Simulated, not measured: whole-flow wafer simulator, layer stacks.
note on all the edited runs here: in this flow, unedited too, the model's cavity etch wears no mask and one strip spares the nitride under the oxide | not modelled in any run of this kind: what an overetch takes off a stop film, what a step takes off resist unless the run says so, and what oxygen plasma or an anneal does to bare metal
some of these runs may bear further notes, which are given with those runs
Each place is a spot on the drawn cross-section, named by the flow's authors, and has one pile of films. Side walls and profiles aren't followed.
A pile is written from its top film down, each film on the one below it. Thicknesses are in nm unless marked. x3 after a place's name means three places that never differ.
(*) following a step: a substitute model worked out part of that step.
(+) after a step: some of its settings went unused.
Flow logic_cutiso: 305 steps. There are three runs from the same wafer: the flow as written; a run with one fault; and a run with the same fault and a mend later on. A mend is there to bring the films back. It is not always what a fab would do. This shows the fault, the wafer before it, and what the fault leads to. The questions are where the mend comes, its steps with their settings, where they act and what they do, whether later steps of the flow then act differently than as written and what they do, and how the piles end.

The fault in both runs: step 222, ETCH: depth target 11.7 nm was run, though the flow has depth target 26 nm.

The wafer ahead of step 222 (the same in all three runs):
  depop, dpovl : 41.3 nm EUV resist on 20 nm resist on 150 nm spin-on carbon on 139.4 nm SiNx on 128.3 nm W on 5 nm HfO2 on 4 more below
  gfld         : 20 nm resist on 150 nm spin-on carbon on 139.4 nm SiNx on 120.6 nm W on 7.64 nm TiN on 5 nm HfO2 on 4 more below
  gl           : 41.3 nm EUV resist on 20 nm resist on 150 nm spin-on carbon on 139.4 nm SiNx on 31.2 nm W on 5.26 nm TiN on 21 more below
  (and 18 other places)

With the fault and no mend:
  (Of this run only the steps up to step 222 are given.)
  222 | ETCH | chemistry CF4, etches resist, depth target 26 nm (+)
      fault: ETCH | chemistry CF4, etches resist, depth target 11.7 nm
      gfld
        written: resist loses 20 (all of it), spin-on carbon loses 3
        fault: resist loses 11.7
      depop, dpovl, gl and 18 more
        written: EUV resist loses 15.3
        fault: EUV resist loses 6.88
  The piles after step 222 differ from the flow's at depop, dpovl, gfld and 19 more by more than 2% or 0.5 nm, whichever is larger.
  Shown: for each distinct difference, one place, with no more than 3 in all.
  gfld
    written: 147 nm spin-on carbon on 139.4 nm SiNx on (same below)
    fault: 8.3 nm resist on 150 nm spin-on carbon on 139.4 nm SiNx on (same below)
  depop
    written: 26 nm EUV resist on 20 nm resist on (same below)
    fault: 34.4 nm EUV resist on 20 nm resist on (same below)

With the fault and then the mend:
  The mend follows step 222.
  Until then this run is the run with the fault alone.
  222a | ETCH | chemistry CF4, etches resist, depth target 14.3 nm (*) (+) (a further turn of the flow's step 222, with different settings)
      depop, dpovl, gl and 18 more
        EUV resist loses 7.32
      gfld
        resist loses 8.3 (all of it), spin-on carbon loses 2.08
  Steps later in the flow that act otherwise than as written (3 other steps are not shown; they differ only slightly, by no more than 2% or 0.5 nm, whichever is larger):
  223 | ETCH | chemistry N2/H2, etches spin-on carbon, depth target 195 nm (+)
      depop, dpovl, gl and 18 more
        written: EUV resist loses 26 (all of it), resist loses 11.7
        mend: EUV resist loses 27.1 (all of it), resist loses 11.7
  At every place that both follow, the piles at the end match the flow's.
